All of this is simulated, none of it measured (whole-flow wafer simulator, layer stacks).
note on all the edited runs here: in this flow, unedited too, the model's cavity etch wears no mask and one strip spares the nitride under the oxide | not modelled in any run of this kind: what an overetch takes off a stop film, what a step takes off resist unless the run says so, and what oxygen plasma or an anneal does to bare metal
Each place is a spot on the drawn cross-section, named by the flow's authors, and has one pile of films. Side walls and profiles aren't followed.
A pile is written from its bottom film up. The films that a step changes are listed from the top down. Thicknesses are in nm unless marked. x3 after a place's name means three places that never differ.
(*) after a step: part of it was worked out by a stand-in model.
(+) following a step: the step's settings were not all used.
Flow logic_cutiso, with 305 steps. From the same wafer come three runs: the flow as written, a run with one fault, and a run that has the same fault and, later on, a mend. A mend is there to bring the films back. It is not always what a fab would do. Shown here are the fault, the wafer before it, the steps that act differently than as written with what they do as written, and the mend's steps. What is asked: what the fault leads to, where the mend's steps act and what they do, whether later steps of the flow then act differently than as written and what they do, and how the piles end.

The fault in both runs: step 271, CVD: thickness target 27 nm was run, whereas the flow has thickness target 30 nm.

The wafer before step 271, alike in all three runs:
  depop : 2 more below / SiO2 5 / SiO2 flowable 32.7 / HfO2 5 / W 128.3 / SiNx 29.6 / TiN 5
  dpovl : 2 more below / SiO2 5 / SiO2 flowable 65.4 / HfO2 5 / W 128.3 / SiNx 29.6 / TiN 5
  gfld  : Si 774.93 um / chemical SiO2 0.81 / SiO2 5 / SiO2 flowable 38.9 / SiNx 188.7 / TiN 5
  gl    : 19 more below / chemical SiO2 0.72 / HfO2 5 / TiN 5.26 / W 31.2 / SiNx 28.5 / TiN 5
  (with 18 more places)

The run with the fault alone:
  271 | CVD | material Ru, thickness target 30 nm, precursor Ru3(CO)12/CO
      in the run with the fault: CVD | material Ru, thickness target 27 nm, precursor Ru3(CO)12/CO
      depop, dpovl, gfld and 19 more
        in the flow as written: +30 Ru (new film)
        in the run with the fault: +27 Ru (new film)
  Steps further on in the flow that do not act as written:
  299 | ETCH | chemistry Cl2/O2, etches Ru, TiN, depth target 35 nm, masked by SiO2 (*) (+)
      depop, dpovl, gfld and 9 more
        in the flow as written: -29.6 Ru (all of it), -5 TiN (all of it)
        in the run with the fault: -26.6 Ru (all of it), -5 TiN (all of it), -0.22 SiNx
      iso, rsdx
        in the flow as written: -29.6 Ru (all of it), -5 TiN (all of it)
        in the run with the fault: -26.6 Ru (all of it), -5 TiN (all of it), -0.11 SiO2 flowable
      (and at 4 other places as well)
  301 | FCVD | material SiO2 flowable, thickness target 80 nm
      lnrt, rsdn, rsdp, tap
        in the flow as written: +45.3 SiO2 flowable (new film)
        in the run with the fault: +47.4 SiO2 flowable (new film)
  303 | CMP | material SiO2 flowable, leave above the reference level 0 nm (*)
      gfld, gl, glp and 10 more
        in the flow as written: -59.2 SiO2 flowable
        in the run with the fault: -61.2 SiO2 flowable
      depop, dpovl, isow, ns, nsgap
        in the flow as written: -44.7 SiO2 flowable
        in the run with the fault: -47.5 SiO2 flowable
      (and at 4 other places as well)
  The piles end different from the flow's at depop, dpovl, gfld and 18 more by more than 2% or 0.5 nm, whichever is larger.
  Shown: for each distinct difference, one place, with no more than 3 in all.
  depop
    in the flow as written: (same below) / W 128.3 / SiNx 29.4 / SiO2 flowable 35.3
    in the run with the fault: (same below) / W 128.3 / SiNx 29.2 / SiO2 flowable 32.5
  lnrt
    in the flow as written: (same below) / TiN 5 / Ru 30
    in the run with the fault: (same below) / TiN 5 / Ru 27
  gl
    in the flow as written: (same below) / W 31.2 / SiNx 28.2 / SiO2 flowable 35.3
    in the run with the fault: (same below) / W 31.2 / SiNx 28 / SiO2 flowable 32.5

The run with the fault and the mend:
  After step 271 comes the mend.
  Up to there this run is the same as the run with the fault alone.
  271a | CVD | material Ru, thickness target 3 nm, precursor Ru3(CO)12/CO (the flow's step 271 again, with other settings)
      depop, dpovl, gfld and 19 more
        +3 Ru
  Later steps of the flow that are run all act as written at every place that is followed.
  The piles end the same as the flow's at every place that both follow.
